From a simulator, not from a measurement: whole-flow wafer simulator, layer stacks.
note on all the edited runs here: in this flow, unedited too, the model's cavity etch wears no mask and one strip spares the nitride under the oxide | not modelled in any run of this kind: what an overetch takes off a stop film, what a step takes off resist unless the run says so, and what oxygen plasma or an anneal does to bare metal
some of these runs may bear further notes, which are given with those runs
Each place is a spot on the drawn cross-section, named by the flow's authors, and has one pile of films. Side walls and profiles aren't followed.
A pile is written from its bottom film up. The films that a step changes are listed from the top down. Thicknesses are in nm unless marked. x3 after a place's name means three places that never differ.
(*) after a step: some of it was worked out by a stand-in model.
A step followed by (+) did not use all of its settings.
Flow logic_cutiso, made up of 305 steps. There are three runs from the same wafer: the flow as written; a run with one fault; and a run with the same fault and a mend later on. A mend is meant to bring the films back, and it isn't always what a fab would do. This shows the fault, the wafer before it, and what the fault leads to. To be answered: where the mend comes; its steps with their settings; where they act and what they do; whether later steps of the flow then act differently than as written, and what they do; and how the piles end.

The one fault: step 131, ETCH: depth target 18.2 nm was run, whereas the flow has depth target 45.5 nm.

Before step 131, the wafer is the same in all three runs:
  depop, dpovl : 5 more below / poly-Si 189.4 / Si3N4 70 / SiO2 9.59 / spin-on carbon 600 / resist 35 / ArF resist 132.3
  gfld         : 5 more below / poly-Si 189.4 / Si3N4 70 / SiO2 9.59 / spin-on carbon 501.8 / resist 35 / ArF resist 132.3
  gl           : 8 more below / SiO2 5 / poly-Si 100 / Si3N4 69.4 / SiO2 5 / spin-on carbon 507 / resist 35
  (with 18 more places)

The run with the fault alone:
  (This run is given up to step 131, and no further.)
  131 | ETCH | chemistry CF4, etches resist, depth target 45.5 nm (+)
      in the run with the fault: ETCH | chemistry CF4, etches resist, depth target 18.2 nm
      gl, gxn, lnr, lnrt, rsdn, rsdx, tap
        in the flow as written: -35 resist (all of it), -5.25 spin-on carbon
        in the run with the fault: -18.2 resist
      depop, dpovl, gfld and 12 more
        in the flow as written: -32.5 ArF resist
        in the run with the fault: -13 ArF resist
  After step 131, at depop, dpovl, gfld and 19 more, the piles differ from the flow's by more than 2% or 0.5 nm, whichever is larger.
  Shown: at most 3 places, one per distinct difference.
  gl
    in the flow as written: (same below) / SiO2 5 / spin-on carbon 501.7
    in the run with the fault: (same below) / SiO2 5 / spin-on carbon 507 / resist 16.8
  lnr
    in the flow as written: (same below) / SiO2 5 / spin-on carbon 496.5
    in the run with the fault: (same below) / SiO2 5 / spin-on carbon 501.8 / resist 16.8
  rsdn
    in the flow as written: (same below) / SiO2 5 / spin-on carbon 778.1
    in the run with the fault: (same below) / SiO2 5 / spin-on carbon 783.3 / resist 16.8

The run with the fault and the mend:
  The mend follows step 131.
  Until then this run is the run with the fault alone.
  131a | ETCH | chemistry CF4, etches resist, depth target 27.3 nm (*) (+) (the flow's step 131 again, with other settings)
      depop, dpovl, gfld and 12 more
        -18 ArF resist
      gl, gxn, lnr, lnrt, rsdn, rsdx, tap
        -16.8 resist (all of it), -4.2 spin-on carbon
  Every later step of the flow that is run acts as written, at every place that is followed, to within 2% or 0.5 nm, whichever is larger.
  At every place that both follow, the piles at the end match the flow's.
